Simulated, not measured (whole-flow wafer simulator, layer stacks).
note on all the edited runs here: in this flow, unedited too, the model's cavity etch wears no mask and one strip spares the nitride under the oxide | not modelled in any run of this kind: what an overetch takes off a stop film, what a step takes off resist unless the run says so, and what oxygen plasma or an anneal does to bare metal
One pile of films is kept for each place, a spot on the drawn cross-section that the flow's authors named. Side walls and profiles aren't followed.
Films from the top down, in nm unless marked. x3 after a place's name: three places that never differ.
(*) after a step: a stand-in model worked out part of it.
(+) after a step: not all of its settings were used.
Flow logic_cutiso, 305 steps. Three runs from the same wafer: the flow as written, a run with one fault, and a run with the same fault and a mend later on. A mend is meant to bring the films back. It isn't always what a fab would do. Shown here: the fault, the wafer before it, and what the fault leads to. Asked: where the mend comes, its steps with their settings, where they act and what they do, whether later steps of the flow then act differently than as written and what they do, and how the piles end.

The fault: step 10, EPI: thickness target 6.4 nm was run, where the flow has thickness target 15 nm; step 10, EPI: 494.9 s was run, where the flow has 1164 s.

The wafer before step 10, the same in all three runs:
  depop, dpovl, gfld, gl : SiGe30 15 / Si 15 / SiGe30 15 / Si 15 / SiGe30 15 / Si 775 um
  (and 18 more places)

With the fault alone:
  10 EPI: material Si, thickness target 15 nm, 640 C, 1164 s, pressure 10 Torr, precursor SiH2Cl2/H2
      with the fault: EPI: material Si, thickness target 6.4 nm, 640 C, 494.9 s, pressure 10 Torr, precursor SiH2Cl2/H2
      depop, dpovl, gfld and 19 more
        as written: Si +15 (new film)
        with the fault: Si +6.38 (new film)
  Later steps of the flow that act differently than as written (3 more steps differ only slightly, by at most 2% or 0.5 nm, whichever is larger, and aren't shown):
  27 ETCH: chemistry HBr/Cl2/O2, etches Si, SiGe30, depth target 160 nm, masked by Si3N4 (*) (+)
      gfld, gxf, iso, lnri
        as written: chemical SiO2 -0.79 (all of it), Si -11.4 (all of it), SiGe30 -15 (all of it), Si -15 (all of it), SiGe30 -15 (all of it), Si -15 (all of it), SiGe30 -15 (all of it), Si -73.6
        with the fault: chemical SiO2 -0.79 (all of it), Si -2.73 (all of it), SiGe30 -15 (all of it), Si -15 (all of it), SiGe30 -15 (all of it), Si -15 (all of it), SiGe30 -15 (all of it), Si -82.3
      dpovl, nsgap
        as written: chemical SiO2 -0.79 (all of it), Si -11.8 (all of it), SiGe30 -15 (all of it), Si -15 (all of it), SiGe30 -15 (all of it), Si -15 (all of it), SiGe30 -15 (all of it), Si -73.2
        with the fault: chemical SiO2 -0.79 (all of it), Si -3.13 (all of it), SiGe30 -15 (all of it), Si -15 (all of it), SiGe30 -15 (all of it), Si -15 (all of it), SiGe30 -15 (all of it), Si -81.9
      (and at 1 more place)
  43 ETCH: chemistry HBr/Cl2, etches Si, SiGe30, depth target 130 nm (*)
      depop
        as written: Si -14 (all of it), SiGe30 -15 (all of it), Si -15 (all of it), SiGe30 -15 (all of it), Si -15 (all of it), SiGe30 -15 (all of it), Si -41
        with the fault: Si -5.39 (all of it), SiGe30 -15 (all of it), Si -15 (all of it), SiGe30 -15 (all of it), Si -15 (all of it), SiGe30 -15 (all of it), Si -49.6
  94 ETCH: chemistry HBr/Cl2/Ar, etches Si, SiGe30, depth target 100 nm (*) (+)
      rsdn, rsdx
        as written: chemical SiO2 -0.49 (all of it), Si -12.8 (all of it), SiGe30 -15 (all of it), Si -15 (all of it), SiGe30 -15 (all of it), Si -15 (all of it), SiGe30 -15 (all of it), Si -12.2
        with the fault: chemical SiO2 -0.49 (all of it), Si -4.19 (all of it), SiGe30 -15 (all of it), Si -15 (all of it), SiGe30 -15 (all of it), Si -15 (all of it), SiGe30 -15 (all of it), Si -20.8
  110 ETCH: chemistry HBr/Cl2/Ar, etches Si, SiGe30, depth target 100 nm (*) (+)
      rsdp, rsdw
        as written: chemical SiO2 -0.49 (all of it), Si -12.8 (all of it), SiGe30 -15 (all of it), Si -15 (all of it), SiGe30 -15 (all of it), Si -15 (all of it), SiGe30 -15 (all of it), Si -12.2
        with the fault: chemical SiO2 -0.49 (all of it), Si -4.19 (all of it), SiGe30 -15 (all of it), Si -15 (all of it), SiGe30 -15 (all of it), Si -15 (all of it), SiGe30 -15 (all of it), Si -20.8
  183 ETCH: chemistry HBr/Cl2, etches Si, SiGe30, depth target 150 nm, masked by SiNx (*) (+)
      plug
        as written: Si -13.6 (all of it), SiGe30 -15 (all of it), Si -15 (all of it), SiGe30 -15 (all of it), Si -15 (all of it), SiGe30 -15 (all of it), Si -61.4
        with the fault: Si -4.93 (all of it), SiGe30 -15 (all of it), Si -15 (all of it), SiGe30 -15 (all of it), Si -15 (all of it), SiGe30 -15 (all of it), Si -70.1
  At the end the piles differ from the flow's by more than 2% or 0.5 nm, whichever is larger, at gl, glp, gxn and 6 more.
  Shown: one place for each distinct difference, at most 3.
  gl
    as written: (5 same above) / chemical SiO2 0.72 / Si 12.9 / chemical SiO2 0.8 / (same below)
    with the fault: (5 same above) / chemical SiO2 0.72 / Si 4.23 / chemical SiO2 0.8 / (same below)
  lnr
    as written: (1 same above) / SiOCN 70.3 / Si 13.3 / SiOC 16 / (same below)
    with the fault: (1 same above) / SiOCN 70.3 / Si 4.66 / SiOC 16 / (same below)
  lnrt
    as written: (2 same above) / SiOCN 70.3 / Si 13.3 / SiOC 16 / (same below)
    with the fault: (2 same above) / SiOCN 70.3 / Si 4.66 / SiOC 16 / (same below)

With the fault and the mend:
  The mend comes after step 11.
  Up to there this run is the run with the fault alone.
  11a EPI: material Si, thickness target 8.6 nm, 640 C, 667.6 s, pressure 10 Torr, precursor SiH2Cl2/H2 (the flow's step 10 once more, with other settings)
      depop, dpovl, gfld and 19 more
        Si +8.6
  No later step of the flow acts differently than as written, at any place that is followed, by more than 2% or 0.5 nm, whichever is larger.
  At the end the piles differ from the flow's only slightly at the places that both follow, by at most 2% or 0.5 nm, whichever is larger.
